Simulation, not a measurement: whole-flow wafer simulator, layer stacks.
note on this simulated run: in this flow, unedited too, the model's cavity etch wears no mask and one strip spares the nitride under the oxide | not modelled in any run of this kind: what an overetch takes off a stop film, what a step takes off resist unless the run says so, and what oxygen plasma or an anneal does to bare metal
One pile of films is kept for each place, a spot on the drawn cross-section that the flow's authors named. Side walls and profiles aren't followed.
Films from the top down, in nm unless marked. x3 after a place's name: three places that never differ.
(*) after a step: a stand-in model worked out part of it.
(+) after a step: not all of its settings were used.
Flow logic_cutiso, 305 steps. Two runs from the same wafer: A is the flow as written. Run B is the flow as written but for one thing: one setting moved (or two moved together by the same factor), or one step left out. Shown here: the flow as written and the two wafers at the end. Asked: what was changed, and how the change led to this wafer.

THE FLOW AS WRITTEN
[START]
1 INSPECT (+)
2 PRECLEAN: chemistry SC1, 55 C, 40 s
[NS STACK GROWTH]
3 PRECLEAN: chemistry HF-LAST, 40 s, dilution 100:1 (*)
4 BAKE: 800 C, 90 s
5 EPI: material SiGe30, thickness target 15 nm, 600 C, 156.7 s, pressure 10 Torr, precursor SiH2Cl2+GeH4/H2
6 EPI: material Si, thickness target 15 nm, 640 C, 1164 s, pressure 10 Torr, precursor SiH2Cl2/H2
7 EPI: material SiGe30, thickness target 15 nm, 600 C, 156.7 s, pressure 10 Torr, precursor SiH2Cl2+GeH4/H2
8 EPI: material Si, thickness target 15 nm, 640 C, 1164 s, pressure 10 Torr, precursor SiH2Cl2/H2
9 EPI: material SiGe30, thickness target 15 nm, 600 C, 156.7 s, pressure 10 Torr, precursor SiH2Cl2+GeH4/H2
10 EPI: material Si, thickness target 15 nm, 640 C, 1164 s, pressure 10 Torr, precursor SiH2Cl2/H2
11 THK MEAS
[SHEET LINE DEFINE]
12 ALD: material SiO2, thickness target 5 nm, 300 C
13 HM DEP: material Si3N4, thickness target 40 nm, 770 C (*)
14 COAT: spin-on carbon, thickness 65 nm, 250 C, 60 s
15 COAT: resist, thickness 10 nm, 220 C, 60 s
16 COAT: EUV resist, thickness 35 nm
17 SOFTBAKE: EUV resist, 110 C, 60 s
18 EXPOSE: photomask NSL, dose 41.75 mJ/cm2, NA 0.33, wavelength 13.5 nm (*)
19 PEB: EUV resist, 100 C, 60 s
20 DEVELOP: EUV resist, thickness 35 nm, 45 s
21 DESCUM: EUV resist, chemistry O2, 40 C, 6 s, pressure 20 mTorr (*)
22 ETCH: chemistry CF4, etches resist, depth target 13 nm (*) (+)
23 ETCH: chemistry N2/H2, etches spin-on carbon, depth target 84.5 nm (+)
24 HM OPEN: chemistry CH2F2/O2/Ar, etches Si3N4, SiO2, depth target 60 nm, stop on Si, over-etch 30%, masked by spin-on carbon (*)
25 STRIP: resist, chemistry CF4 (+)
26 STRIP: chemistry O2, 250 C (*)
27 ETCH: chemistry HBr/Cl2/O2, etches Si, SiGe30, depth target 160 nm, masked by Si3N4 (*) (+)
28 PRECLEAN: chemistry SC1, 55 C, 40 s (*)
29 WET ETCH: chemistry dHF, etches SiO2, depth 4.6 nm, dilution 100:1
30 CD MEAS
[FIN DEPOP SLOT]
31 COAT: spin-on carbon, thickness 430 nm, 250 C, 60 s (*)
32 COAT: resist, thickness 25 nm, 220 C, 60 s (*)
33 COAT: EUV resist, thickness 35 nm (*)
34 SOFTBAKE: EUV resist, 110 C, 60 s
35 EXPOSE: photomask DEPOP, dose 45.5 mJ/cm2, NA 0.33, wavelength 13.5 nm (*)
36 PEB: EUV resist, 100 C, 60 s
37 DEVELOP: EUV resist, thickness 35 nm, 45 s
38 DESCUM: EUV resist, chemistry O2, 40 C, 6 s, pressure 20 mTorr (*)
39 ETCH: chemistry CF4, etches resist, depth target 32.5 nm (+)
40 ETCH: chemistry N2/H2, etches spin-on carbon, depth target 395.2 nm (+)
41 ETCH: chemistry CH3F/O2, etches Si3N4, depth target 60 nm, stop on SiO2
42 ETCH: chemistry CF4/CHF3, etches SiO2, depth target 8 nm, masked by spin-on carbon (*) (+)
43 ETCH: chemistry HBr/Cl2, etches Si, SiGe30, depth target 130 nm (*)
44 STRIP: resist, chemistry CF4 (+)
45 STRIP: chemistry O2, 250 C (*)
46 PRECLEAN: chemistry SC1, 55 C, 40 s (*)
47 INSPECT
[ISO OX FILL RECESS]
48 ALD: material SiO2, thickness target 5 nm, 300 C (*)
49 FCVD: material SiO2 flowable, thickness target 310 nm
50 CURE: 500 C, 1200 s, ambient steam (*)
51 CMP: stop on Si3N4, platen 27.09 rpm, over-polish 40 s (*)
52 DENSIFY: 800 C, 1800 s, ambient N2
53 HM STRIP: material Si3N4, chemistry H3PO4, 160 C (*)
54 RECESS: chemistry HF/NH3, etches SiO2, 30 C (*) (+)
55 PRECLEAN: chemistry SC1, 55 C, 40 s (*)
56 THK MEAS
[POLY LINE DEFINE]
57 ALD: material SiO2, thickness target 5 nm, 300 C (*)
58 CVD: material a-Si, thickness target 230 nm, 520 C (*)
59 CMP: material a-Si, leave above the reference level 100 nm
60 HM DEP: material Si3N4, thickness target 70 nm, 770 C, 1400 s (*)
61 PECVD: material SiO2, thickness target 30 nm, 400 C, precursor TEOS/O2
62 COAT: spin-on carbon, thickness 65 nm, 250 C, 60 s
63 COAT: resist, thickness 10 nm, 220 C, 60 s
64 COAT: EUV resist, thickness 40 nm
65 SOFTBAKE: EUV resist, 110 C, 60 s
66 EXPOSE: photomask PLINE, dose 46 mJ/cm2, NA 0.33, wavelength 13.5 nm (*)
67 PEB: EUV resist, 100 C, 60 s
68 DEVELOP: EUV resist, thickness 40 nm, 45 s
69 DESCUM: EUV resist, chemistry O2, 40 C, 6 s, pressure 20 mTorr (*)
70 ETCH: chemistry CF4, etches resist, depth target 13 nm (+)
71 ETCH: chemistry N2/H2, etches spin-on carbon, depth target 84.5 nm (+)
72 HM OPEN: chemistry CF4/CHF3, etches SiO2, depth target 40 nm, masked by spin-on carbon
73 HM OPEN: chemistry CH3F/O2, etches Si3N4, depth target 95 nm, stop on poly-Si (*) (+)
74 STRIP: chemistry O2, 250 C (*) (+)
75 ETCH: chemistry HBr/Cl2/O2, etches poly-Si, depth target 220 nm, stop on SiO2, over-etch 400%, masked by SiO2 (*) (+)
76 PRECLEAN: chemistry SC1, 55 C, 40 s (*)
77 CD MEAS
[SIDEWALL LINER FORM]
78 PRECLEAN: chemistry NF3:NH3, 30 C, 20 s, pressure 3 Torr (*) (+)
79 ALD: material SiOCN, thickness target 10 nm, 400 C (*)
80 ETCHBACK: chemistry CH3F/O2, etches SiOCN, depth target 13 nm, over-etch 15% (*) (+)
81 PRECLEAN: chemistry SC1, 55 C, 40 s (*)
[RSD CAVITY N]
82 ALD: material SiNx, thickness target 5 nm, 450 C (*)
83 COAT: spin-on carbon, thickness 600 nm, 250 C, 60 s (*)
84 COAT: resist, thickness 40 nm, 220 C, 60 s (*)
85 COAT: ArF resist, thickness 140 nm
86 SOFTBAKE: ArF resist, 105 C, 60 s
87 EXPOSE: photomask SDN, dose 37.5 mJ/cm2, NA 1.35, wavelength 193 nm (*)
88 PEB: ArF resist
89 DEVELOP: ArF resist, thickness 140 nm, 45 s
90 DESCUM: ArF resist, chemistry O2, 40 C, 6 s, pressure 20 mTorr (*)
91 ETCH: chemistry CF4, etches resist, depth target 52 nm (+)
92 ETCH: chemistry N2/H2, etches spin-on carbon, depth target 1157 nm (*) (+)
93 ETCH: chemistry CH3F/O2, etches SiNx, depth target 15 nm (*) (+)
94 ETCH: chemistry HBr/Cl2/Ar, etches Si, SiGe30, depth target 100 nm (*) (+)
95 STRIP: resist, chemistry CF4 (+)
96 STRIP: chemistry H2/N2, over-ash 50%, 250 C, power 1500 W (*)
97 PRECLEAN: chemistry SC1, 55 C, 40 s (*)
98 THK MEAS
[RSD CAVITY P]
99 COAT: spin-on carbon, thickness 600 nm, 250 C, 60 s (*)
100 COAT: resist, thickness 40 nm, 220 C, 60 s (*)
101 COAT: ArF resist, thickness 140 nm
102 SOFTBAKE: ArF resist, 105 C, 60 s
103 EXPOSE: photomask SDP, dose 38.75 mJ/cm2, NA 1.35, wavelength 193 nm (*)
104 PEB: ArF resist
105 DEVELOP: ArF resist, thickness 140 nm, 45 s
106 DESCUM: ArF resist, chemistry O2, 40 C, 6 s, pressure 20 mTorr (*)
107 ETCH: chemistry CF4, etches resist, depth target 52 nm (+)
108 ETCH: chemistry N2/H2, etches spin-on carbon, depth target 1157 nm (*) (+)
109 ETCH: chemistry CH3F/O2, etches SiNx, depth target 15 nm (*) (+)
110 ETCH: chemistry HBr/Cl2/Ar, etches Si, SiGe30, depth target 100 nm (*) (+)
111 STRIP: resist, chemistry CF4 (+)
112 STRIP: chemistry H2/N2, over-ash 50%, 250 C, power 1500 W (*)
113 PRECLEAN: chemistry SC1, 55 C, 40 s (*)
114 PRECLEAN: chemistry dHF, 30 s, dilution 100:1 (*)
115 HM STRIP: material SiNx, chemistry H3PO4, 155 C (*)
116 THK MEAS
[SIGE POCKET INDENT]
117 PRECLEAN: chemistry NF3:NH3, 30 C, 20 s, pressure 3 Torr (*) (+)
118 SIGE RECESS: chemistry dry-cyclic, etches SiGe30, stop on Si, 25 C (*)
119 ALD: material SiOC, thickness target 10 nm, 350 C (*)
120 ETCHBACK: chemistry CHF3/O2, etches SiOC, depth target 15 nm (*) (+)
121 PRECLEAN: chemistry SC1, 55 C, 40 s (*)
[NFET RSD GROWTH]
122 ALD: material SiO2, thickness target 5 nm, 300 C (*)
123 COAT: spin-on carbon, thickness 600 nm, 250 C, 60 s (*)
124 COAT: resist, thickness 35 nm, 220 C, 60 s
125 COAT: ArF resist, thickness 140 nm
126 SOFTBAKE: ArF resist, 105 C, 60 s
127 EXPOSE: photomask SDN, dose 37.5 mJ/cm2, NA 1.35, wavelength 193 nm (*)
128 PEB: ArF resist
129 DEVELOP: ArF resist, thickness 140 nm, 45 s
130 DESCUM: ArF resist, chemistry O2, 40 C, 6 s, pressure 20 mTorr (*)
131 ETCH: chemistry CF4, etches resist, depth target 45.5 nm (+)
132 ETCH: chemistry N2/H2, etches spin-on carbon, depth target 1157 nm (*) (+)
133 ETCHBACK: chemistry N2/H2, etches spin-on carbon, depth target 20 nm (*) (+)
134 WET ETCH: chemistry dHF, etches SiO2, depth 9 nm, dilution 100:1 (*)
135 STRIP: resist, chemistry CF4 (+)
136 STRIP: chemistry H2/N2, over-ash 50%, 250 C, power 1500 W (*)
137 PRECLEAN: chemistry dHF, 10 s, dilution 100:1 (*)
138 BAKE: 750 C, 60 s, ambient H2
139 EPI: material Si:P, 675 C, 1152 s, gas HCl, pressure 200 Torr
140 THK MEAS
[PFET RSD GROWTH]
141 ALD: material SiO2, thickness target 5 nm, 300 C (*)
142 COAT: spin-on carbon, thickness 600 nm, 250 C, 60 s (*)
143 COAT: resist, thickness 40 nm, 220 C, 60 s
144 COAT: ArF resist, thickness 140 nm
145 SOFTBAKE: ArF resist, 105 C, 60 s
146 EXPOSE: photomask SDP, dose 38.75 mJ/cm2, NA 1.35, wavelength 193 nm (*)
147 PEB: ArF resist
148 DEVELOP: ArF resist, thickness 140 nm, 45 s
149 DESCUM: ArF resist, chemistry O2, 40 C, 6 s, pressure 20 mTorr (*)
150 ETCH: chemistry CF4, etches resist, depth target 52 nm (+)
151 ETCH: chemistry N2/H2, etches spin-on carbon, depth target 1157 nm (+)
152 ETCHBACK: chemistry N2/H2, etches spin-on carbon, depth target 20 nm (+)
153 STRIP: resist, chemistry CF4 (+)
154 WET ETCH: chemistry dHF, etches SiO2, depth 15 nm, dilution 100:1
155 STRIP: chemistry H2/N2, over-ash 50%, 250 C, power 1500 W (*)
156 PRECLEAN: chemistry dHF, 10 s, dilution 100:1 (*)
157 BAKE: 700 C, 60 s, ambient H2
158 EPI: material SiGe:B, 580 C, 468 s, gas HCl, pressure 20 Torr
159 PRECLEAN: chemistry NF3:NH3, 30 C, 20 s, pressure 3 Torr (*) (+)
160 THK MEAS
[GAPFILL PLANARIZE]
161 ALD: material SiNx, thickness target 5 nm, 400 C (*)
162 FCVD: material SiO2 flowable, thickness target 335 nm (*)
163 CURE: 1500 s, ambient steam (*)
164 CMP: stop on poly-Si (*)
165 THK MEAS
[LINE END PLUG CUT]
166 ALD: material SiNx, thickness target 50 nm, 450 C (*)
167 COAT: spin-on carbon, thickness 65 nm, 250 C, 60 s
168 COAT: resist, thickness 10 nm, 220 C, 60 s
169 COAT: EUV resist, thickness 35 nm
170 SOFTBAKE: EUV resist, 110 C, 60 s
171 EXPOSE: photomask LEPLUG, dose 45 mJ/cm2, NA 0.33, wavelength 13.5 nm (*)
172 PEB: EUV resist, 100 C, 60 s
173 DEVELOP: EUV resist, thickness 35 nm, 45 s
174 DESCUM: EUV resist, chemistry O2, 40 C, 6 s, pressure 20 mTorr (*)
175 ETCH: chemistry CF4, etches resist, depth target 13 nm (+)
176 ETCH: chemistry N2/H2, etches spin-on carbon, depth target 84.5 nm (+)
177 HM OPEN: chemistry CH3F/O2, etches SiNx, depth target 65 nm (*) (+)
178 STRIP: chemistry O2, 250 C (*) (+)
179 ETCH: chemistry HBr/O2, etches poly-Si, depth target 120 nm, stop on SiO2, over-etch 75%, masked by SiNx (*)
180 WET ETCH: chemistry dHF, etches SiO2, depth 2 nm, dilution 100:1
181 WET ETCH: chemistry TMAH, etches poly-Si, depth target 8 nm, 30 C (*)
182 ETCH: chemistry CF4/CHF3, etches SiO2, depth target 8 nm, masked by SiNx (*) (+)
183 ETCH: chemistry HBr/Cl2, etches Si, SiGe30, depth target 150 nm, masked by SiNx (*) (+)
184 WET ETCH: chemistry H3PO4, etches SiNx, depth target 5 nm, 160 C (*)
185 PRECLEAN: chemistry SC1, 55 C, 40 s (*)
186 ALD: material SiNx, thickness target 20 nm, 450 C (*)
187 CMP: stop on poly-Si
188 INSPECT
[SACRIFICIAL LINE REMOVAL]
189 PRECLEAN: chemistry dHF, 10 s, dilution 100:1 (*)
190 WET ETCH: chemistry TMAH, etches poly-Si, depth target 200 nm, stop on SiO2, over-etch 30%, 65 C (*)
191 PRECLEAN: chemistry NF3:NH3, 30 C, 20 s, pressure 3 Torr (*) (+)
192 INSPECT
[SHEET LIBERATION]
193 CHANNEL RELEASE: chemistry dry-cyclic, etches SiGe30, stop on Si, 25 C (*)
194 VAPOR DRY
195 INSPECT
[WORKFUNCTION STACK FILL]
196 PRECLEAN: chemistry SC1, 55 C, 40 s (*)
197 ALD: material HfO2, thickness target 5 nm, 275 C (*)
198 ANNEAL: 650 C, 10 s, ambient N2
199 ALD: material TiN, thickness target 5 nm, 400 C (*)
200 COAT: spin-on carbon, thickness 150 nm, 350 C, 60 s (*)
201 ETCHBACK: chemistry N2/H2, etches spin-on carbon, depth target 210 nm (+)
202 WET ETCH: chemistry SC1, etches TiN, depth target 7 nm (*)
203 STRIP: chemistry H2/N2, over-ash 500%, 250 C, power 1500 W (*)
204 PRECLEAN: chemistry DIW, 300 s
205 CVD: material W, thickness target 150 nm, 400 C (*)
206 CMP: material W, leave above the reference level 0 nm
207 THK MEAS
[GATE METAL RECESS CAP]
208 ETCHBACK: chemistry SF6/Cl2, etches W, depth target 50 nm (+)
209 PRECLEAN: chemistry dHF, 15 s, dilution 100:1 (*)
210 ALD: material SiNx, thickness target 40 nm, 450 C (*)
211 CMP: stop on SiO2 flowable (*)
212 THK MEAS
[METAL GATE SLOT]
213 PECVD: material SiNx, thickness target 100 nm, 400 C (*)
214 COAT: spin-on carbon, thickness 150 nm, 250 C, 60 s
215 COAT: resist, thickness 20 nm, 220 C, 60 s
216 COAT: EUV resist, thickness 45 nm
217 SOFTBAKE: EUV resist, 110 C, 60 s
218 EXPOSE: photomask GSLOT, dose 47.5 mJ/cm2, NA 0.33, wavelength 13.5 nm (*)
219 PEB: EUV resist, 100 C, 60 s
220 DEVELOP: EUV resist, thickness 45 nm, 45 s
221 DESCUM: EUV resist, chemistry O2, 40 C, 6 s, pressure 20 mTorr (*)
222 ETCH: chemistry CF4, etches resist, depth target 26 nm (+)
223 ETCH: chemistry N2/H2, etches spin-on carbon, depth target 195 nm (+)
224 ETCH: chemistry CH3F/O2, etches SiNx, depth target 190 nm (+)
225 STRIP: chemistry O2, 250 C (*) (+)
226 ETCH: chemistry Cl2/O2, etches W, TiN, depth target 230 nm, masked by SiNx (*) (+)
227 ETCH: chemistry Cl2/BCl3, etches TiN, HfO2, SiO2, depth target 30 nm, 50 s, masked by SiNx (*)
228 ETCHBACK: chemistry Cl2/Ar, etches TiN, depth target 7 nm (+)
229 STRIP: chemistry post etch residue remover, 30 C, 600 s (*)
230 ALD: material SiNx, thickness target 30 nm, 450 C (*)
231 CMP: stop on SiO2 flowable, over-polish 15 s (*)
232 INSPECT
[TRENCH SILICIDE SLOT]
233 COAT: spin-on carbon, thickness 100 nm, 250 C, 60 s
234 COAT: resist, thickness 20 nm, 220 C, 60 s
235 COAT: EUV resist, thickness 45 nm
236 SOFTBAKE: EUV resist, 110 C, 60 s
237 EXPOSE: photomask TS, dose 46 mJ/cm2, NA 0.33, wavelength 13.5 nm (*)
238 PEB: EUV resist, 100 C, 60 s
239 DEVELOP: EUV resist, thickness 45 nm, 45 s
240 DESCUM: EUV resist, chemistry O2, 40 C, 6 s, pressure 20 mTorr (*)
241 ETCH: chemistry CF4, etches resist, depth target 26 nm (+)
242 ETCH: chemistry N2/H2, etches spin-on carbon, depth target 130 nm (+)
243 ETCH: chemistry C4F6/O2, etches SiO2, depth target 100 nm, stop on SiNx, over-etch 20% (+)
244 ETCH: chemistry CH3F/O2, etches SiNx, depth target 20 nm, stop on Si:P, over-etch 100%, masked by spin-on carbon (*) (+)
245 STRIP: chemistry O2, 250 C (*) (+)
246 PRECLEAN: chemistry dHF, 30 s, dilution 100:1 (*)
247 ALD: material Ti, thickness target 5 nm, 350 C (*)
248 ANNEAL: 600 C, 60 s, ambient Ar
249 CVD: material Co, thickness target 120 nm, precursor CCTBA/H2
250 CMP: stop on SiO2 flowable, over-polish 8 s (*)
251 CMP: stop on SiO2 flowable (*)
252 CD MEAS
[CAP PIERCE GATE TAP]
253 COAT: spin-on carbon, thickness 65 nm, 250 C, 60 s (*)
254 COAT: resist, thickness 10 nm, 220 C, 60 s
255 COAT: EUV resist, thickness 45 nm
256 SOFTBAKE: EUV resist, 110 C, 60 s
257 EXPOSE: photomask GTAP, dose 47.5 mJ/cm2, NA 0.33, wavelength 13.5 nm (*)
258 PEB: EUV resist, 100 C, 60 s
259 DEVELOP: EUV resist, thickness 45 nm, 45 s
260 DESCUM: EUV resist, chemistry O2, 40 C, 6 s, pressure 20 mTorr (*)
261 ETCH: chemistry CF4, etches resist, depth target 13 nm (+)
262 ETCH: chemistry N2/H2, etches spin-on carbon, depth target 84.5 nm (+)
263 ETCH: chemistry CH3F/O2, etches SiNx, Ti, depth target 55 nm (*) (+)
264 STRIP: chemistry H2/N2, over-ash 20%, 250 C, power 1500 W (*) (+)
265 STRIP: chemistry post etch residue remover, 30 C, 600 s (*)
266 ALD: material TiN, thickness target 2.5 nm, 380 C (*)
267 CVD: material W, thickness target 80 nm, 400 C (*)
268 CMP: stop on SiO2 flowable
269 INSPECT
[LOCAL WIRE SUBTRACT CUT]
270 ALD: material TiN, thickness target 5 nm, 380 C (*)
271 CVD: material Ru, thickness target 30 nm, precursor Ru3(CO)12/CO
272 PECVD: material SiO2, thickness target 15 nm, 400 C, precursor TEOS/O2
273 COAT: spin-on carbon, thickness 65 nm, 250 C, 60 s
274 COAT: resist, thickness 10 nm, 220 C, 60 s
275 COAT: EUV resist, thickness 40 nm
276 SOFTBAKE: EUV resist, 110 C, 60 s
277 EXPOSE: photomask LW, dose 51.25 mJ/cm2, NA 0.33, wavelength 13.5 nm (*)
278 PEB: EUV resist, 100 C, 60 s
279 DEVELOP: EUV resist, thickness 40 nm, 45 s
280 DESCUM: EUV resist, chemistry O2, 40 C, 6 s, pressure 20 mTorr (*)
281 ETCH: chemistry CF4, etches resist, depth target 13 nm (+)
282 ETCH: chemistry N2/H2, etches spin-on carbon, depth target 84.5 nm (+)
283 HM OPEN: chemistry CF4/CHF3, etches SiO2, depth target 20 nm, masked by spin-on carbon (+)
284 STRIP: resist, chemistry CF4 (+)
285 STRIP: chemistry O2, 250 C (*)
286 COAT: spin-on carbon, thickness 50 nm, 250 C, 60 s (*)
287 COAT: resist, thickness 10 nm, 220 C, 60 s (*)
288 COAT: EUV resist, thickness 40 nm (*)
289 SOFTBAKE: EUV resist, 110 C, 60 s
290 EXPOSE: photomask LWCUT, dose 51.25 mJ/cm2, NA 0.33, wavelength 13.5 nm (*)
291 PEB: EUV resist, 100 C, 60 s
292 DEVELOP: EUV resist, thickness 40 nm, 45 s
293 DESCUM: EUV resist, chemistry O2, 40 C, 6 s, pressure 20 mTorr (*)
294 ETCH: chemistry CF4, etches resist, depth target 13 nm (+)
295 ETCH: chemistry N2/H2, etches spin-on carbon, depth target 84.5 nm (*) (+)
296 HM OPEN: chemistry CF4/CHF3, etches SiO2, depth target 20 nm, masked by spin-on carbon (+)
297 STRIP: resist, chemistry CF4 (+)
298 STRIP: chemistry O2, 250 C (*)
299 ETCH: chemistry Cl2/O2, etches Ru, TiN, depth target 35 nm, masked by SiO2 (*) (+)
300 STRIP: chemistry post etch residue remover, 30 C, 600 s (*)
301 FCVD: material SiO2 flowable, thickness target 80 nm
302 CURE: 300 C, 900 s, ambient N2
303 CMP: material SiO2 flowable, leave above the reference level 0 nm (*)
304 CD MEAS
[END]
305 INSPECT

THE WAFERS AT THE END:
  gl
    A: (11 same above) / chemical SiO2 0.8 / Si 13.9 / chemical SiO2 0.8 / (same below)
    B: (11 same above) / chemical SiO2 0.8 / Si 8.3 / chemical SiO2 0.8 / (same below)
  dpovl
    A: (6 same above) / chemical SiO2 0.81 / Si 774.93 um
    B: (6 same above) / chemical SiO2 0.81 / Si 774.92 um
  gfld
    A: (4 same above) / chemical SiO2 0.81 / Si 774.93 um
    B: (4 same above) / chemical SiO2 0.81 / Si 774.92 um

The cause: step 8, EPI: 727.8 s was run, where the flow has 1164 s.

How the change led to this, step by step:
  8 EPI: material Si, thickness target 15 nm, 640 C, 1164 s, pressure 10 Torr, precursor SiH2Cl2/H2
      depop, dpovl, gfld and 19 more: A Si +15 (new film) | B Si +9.38 (new film)
  27 ETCH: chemistry HBr/Cl2/O2, etches Si, SiGe30, depth target 160 nm, masked by Si3N4 (*) (+)
      gfld, gxf, iso, lnri: A chemical SiO2 -0.79 (all of it), Si -11.4 (all of it), SiGe30 -15 (all of it), Si -15 (all of it), SiGe30 -15 (all of it), Si -15 (all of it), SiGe30 -15 (all of it), Si -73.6 | B chemical SiO2 -0.79 (all of it), Si -11.4 (all of it), SiGe30 -15 (all of it), Si -9.38 (all of it), SiGe30 -15 (all of it), Si -15 (all of it), SiGe30 -15 (all of it), Si -79.3
      dpovl, nsgap: A chemical SiO2 -0.79 (all of it), Si -11.8 (all of it), SiGe30 -15 (all of it), Si -15 (all of it), SiGe30 -15 (all of it), Si -15 (all of it), SiGe30 -15 (all of it), Si -73.2 | B chemical SiO2 -0.79 (all of it), Si -11.8 (all of it), SiGe30 -15 (all of it), Si -9.38 (all of it), SiGe30 -15 (all of it), Si -15 (all of it), SiGe30 -15 (all of it), Si -78.9
      (and at 1 more place)
  43 ETCH: chemistry HBr/Cl2, etches Si, SiGe30, depth target 130 nm (*)
      depop: A Si -14 (all of it), SiGe30 -15 (all of it), Si -15 (all of it), SiGe30 -15 (all of it), Si -15 (all of it), SiGe30 -15 (all of it), Si -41 | B Si -14 (all of it), SiGe30 -15 (all of it), Si -9.38 (all of it), SiGe30 -15 (all of it), Si -15 (all of it), SiGe30 -15 (all of it), Si -46.6
  94 ETCH: chemistry HBr/Cl2/Ar, etches Si, SiGe30, depth target 100 nm (*) (+)
      rsdn, rsdx: A chemical SiO2 -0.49 (all of it), Si -12.8 (all of it), SiGe30 -15 (all of it), Si -15 (all of it), SiGe30 -15 (all of it), Si -15 (all of it), SiGe30 -15 (all of it), Si -12.2 | B chemical SiO2 -0.49 (all of it), Si -12.8 (all of it), SiGe30 -15 (all of it), Si -9.38 (all of it), SiGe30 -15 (all of it), Si -15 (all of it), SiGe30 -15 (all of it), Si -17.8
  110 ETCH: chemistry HBr/Cl2/Ar, etches Si, SiGe30, depth target 100 nm (*) (+)
      rsdp, rsdw: A chemical SiO2 -0.49 (all of it), Si -12.8 (all of it), SiGe30 -15 (all of it), Si -15 (all of it), SiGe30 -15 (all of it), Si -15 (all of it), SiGe30 -15 (all of it), Si -12.2 | B chemical SiO2 -0.49 (all of it), Si -12.8 (all of it), SiGe30 -15 (all of it), Si -9.38 (all of it), SiGe30 -15 (all of it), Si -15 (all of it), SiGe30 -15 (all of it), Si -17.8
  183 ETCH: chemistry HBr/Cl2, etches Si, SiGe30, depth target 150 nm, masked by SiNx (*) (+)
      plug: A Si -13.6 (all of it), SiGe30 -15 (all of it), Si -15 (all of it), SiGe30 -15 (all of it), Si -15 (all of it), SiGe30 -15 (all of it), Si -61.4 | B Si -13.6 (all of it), SiGe30 -15 (all of it), Si -9.38 (all of it), SiGe30 -15 (all of it), Si -15 (all of it), SiGe30 -15 (all of it), Si -67.1
